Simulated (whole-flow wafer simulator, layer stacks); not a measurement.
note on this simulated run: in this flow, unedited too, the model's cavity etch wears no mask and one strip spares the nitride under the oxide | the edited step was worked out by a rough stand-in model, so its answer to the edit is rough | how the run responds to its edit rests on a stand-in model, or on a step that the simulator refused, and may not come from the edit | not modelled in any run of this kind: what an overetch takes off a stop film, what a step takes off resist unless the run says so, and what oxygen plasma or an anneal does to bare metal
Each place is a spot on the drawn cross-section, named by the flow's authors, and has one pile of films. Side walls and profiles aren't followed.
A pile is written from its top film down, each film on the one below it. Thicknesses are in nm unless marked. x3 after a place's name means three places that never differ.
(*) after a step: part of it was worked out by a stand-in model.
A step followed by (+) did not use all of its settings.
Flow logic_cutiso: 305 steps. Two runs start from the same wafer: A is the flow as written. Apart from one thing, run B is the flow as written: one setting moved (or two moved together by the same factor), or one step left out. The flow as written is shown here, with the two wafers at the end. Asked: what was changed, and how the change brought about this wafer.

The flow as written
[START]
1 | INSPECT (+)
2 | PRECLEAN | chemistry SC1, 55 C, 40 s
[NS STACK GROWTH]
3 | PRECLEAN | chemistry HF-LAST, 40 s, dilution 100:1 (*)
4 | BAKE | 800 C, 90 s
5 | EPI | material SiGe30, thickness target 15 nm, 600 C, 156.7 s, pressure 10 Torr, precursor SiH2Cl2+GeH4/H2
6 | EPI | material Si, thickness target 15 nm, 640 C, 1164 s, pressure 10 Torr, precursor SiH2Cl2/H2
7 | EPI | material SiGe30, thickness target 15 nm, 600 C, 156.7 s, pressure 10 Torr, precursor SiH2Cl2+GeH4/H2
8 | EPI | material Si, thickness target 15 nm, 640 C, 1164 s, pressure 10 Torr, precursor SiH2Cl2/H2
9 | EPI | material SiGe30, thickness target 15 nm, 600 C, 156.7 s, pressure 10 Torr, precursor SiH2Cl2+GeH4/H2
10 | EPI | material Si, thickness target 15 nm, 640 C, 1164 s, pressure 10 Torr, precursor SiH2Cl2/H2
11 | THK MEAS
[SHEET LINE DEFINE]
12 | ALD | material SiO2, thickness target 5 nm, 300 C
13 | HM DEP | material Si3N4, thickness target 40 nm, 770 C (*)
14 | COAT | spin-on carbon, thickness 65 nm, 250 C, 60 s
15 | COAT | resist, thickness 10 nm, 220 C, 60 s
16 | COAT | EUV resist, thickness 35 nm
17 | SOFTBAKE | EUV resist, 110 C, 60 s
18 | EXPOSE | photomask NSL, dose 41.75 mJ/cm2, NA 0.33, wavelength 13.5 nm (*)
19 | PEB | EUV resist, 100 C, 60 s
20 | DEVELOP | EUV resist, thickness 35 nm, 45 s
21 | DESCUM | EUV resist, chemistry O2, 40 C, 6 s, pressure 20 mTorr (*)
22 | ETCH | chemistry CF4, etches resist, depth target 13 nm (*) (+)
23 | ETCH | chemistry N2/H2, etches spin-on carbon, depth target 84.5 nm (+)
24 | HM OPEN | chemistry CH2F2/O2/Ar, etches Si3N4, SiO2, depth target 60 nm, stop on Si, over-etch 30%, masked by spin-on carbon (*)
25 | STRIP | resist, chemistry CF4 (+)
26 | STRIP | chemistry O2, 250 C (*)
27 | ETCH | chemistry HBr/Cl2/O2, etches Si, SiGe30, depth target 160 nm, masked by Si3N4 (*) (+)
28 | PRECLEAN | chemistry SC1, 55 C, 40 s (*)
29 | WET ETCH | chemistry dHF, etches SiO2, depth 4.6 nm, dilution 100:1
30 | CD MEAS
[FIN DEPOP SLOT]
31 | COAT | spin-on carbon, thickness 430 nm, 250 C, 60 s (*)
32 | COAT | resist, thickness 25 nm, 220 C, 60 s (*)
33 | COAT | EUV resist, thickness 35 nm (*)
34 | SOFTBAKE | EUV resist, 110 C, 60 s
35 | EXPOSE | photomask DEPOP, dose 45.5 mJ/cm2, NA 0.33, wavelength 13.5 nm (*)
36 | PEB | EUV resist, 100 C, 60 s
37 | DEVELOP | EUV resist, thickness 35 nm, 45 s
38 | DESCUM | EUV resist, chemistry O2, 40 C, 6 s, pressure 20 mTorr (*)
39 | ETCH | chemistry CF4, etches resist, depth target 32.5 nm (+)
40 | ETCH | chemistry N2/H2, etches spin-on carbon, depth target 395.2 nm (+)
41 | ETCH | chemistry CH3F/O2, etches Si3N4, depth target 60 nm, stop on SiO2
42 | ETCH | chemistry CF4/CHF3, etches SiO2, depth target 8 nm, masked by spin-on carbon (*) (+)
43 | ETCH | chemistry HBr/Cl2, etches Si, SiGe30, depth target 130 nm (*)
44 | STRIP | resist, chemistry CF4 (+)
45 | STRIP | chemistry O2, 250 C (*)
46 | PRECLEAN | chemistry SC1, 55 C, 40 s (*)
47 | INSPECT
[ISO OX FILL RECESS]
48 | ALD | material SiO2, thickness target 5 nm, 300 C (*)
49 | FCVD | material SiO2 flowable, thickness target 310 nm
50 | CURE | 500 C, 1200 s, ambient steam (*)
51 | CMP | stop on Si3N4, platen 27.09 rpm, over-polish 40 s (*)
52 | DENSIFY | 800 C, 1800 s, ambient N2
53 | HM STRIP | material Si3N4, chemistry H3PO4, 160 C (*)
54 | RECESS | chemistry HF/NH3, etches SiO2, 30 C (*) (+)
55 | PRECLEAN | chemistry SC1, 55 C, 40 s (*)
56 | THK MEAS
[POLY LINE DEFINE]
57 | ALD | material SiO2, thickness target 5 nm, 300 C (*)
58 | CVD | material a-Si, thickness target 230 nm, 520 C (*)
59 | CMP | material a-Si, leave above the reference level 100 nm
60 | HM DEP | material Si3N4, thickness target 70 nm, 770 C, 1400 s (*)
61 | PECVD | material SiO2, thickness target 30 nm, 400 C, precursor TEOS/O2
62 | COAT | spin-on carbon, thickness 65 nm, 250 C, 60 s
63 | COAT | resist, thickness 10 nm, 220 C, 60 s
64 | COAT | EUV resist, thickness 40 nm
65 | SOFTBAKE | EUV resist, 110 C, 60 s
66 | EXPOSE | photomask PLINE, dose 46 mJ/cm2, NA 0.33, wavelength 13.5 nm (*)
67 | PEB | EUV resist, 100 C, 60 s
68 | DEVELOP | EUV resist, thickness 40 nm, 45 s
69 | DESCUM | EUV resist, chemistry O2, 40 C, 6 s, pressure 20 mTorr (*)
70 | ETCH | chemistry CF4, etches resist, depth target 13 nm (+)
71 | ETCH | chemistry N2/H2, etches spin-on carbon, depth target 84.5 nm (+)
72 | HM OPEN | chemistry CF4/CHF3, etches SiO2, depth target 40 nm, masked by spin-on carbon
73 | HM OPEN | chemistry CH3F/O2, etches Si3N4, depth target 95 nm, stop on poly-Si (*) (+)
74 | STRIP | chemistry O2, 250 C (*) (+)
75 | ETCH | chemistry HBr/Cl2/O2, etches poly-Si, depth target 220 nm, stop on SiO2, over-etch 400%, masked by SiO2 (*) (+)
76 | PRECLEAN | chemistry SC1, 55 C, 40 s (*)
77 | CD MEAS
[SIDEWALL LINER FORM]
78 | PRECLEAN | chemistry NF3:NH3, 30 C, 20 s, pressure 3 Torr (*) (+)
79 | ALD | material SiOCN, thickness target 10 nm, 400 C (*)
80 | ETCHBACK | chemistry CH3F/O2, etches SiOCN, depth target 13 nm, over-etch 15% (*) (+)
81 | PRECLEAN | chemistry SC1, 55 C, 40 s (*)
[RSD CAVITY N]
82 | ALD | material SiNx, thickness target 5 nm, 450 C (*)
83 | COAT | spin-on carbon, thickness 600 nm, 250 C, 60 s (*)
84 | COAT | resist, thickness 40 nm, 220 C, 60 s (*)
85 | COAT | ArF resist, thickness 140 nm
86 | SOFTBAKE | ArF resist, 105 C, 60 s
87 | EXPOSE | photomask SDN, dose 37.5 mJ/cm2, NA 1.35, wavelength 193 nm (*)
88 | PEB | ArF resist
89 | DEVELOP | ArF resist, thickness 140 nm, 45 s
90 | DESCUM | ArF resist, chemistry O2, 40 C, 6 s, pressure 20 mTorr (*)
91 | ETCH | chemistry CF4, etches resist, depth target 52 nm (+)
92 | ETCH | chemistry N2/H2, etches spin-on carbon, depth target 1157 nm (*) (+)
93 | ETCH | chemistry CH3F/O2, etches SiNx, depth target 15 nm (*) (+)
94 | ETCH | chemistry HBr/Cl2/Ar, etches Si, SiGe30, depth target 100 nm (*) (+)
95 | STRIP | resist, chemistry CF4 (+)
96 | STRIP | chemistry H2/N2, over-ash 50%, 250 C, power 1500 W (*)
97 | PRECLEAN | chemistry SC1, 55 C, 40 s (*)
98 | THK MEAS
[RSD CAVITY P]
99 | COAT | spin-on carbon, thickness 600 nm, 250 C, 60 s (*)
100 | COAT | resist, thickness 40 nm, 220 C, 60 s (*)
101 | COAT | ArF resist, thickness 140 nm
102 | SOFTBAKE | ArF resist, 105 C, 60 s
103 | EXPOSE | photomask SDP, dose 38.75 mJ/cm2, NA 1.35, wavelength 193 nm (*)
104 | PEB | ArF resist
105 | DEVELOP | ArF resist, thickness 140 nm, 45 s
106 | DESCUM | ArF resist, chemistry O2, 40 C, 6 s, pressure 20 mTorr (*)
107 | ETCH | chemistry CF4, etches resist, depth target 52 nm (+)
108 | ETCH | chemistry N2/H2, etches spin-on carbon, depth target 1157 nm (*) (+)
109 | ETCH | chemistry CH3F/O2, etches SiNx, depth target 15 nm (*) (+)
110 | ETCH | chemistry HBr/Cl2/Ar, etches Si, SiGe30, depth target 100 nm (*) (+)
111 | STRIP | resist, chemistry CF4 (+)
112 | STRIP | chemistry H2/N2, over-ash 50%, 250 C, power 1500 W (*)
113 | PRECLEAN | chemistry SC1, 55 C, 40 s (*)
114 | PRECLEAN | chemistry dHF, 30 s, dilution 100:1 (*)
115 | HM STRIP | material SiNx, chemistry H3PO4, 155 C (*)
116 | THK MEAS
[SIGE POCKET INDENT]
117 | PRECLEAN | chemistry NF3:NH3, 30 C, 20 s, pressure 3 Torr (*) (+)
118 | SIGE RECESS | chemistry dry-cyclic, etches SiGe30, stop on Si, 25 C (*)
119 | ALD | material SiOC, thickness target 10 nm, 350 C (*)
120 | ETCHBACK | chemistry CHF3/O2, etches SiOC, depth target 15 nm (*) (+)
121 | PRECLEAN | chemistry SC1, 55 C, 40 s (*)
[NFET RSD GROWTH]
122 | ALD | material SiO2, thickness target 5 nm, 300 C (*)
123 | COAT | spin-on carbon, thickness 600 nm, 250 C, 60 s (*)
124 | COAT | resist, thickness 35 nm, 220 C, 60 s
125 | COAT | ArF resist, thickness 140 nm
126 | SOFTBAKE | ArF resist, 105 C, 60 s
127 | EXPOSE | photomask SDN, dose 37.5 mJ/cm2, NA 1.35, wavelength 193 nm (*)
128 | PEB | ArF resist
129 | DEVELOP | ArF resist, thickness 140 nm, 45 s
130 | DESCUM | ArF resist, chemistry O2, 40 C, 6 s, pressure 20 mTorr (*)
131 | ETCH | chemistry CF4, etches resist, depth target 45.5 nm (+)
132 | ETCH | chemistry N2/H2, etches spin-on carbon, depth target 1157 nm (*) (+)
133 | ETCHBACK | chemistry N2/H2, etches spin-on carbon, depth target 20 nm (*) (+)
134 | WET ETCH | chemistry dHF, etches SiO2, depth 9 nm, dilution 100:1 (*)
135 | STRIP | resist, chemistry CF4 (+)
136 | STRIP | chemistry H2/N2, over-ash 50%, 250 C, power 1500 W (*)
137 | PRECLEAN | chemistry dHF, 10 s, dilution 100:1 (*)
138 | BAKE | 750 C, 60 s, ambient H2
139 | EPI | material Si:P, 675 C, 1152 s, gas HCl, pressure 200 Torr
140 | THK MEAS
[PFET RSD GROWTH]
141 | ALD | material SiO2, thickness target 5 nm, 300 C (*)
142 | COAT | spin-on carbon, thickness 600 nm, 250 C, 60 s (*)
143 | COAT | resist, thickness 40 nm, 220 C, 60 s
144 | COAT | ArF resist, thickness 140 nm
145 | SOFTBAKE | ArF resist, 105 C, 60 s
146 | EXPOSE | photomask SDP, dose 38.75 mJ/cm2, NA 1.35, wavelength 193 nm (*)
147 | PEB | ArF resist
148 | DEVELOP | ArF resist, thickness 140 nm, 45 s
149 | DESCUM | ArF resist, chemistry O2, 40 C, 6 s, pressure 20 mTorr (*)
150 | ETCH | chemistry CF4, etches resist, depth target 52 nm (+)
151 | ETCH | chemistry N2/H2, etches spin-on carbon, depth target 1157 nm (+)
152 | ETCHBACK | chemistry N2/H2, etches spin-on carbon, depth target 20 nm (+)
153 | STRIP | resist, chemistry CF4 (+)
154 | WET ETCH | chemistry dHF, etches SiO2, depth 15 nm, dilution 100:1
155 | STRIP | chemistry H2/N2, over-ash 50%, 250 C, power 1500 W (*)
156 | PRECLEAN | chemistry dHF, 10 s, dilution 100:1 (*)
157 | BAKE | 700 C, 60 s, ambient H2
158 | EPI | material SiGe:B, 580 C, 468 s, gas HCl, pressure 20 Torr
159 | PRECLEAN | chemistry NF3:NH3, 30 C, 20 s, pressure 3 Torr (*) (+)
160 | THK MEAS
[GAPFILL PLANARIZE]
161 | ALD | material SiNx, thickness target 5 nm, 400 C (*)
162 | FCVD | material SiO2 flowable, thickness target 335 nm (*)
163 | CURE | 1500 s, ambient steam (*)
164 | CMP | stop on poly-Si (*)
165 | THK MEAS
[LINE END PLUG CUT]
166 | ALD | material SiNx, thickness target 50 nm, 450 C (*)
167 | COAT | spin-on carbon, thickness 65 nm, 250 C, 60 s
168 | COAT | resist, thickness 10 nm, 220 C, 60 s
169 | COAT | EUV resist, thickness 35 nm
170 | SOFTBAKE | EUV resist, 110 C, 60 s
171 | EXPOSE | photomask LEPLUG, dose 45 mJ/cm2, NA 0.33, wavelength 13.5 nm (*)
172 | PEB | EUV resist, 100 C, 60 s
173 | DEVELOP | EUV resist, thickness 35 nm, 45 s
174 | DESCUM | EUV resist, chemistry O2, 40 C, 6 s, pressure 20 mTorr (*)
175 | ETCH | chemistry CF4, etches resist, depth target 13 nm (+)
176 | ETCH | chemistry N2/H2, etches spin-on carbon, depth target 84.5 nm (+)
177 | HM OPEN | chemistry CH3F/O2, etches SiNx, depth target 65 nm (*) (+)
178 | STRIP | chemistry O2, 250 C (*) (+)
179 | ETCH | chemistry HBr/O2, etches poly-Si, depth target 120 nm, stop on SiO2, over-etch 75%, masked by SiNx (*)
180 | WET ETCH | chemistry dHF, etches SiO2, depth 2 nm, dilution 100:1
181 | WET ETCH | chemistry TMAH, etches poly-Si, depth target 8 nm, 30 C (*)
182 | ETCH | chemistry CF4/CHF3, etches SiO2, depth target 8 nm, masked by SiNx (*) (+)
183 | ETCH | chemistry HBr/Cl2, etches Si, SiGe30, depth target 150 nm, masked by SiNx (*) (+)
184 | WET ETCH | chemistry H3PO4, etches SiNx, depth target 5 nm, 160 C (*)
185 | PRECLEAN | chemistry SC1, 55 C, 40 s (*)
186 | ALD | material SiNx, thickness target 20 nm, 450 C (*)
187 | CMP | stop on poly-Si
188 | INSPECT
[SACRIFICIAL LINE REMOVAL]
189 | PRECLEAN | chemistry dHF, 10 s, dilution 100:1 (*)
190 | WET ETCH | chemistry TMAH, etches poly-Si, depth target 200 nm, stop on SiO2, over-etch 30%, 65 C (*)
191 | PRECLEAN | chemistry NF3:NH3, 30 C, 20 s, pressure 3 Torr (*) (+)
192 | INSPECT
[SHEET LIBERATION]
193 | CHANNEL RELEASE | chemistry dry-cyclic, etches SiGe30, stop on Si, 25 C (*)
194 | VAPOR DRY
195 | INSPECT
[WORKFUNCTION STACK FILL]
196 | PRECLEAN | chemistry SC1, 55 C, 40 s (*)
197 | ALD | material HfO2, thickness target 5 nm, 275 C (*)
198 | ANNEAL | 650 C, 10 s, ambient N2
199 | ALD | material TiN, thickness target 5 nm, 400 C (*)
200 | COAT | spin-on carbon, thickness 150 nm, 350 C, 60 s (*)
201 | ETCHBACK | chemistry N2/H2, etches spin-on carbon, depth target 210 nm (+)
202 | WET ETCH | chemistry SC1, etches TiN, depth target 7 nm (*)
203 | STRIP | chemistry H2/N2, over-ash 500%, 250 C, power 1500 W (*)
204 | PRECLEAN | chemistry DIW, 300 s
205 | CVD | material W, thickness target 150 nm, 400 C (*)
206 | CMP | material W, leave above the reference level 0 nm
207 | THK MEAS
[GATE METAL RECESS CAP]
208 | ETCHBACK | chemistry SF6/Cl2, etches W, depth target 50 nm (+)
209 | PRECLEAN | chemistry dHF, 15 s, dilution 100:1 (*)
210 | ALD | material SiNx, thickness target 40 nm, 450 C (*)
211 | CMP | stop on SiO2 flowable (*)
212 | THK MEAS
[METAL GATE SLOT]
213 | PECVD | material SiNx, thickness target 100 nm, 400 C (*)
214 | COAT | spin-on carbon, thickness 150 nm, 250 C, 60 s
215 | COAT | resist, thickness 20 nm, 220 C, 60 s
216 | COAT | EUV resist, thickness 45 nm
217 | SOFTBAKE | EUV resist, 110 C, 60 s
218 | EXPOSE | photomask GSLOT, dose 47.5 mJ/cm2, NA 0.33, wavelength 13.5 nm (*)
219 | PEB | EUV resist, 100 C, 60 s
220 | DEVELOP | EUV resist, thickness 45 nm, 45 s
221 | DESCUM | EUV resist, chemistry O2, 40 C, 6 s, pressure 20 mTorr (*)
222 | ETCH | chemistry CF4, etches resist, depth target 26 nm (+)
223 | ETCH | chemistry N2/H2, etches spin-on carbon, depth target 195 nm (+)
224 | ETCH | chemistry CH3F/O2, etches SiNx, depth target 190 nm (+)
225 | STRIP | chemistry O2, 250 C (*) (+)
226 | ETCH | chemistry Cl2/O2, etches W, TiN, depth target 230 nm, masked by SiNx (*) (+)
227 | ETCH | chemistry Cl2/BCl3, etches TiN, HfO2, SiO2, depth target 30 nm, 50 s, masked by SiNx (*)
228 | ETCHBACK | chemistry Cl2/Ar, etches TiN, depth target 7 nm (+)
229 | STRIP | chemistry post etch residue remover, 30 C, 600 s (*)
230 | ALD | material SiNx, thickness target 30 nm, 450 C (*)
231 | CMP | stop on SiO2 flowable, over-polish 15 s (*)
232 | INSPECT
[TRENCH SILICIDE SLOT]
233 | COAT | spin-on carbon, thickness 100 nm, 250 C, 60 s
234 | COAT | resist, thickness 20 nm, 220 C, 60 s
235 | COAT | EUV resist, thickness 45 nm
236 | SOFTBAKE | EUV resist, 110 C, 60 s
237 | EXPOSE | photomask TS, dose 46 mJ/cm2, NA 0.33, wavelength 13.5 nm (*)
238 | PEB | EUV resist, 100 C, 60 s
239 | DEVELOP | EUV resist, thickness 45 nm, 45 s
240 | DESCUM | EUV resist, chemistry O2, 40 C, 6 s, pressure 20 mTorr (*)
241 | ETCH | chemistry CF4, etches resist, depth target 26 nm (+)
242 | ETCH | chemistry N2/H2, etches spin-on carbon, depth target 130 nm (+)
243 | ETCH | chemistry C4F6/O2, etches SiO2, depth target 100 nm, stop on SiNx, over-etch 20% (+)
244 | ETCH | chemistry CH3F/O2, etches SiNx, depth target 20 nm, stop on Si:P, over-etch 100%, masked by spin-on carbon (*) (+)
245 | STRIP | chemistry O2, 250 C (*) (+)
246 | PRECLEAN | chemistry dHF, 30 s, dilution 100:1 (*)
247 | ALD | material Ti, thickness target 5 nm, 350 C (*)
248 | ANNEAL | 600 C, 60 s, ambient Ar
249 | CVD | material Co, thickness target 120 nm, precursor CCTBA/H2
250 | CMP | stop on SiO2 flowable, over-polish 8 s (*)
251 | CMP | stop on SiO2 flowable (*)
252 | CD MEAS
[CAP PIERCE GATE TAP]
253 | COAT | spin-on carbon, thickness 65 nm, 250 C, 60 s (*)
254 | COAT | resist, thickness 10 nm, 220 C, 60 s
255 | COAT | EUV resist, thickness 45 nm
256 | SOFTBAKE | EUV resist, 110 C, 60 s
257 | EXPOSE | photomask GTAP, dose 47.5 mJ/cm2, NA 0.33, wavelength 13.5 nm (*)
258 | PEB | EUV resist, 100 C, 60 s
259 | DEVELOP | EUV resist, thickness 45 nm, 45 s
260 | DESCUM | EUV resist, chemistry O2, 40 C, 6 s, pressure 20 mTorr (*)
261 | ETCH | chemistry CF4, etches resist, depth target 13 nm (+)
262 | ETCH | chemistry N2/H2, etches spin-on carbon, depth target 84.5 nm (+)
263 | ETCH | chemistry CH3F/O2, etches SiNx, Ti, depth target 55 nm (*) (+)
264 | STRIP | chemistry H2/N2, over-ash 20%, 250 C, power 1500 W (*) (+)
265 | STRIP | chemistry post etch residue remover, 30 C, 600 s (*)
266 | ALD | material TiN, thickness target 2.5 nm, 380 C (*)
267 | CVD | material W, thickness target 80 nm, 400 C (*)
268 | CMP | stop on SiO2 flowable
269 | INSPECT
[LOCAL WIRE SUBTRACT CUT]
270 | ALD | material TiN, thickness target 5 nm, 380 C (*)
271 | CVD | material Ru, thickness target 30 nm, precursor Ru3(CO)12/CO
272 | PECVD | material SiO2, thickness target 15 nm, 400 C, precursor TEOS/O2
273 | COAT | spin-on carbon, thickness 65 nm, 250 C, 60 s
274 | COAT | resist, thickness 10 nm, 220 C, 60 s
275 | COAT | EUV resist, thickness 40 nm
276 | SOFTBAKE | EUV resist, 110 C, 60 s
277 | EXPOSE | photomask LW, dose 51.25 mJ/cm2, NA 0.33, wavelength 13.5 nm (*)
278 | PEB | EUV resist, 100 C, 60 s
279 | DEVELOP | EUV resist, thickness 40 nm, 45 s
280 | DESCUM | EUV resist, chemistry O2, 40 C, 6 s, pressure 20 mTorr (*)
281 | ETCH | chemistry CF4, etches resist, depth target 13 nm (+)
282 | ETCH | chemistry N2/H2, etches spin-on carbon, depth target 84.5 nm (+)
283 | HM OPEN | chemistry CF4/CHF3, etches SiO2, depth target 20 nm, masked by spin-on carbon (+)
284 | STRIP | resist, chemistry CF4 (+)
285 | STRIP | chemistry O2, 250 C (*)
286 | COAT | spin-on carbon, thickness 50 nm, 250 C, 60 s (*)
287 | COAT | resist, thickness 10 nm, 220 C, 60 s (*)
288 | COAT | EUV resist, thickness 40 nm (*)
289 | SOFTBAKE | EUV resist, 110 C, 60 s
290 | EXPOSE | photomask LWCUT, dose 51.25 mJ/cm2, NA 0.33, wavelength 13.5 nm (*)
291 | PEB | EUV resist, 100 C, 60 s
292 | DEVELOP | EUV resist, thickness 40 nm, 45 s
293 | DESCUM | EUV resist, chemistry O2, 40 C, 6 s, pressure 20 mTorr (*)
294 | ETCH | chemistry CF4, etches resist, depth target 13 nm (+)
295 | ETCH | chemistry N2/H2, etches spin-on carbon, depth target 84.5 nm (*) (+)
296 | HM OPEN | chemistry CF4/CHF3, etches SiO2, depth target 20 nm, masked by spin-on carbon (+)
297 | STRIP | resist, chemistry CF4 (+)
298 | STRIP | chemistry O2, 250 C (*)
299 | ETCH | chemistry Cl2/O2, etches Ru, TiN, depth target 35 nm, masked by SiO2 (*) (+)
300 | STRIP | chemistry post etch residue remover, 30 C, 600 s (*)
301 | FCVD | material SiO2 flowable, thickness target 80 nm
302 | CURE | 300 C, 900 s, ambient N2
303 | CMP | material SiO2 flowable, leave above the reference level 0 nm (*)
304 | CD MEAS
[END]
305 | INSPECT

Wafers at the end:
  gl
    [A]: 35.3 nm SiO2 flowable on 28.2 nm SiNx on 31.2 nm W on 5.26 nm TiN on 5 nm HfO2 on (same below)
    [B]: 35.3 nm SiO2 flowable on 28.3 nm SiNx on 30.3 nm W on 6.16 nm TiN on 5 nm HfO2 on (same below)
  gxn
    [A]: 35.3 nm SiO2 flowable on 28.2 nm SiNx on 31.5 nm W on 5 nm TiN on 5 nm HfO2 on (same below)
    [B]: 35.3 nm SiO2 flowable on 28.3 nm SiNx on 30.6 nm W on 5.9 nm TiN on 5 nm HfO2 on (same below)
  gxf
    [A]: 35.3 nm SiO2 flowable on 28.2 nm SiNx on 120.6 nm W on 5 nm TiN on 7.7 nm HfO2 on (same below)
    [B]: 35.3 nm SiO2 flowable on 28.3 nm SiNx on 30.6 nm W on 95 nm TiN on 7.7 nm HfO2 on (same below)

What caused this: step 199, ALD: thickness target 5.9 nm was run, though the flow has thickness target 5 nm.
One can read it off the wafer: gxn has TiN 5.9, and step 199 as written asks for 5 nm.

The path from the change to this, step by step:
  199 | ALD | material TiN, thickness target 5 nm, 400 C (*)
      depop, dpovl, iso and 11 more: A TiN gains 5 (new film) | B TiN gains 5.9 (new film)
      gl, glp, tap: A TiN gains 5.26 (new film), TiN gains 4.49 (new film), cavity loses 4.49 (all of it), TiN gains 4.49 (new film), cavity loses 4.49 (all of it), TiN gains 4.49 (new film), cavity loses 4.49 (all of it) | B TiN gains 6.16 (new film), TiN gains 4.49 (new film), cavity loses 4.49 (all of it), TiN gains 4.49 (new film), cavity loses 4.49 (all of it), TiN gains 4.49 (new film), cavity loses 4.49 (all of it)
      (as well as at 5 more places)
  200 | COAT | spin-on carbon, thickness 150 nm, 350 C, 60 s (*)
      gxf: A spin-on carbon gains 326 (new film) | B spin-on carbon gains 239.7 (new film)
      lnri: A spin-on carbon gains 133.1 (new film) | B spin-on carbon gains 135.9 (new film)
  201 | ETCHBACK | chemistry N2/H2, etches spin-on carbon, depth target 210 nm (+)
      lnri: A spin-on carbon loses 133.1 (all of it) | B spin-on carbon loses 135.9 (all of it)
  202 | WET ETCH | chemistry SC1, etches TiN, depth target 7 nm (*)
      depop, dpovl, iso and 12 more: A TiN loses 5 (all of it) | B TiN loses 5.9 (all of it)
  203 | STRIP | chemistry H2/N2, over-ash 500%, 250 C, power 1500 W (*)
      gl, glp: A spin-on carbon loses 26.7 (all of it) | B spin-on carbon loses 29.5 (all of it)
      gxn, gxp: A spin-on carbon loses 26.8 (all of it) | B spin-on carbon loses 29.6 (all of it)
      (as well as at 3 more places)
  205 | CVD | material W, thickness target 150 nm, 400 C (*)
      gxf: A W gains 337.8 (new film) | B W gains 247.8 (new film)
  226 | ETCH | chemistry Cl2/O2, etches W, TiN, depth target 230 nm, masked by SiNx (*) (+)
      gfld: A W loses 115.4 (all of it), TiN loses 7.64 (all of it), HfO2 loses 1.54 | B W loses 114.5 (all of it), TiN loses 8.54 (all of it), HfO2 loses 1.54
